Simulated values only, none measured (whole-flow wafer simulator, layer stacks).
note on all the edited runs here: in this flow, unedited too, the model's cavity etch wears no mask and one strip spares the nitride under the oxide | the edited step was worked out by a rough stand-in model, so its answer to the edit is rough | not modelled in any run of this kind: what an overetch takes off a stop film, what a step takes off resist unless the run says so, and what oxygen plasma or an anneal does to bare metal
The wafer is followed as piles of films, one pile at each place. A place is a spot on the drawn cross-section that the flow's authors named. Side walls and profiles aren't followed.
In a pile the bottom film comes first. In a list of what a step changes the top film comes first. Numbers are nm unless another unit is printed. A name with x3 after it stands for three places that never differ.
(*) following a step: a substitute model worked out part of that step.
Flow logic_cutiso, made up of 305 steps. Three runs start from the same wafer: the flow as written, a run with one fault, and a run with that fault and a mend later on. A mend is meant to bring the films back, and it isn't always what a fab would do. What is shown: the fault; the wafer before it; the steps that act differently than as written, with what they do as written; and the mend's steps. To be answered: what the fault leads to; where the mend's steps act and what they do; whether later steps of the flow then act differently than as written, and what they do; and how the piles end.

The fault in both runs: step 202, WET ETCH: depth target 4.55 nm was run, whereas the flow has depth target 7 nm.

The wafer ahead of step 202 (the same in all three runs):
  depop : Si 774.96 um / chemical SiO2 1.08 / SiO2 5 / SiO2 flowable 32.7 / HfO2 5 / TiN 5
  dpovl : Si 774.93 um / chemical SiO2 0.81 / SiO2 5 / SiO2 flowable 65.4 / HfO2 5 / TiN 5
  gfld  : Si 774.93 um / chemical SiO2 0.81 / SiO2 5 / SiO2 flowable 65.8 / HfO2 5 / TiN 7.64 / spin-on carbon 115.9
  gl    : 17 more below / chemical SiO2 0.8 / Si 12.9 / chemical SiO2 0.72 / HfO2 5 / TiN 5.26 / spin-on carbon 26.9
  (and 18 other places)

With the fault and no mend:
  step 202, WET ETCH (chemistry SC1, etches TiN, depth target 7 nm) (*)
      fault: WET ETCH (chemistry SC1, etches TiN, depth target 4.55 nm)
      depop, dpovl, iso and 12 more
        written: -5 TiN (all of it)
        fault: -4.55 TiN
  Later steps of the flow that are run all act as written at every place that is followed, up to a difference of at most 2% or 0.5 nm, whichever is larger.
  When the end is reached, the piles differ only a little from the flow's at the places that both follow, at most by 2% or 0.5 nm, whichever is larger.

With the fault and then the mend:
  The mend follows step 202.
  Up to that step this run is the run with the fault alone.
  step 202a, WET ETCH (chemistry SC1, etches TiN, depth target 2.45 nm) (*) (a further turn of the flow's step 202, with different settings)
      depop, dpovl, iso and 12 more
        -0.45 TiN (all of it)
  Later steps of the flow that are run all act as written at every place that is followed, up to a difference of at most 2% or 0.5 nm, whichever is larger.
  By the end, the piles equal the flow's at every place that both follow.
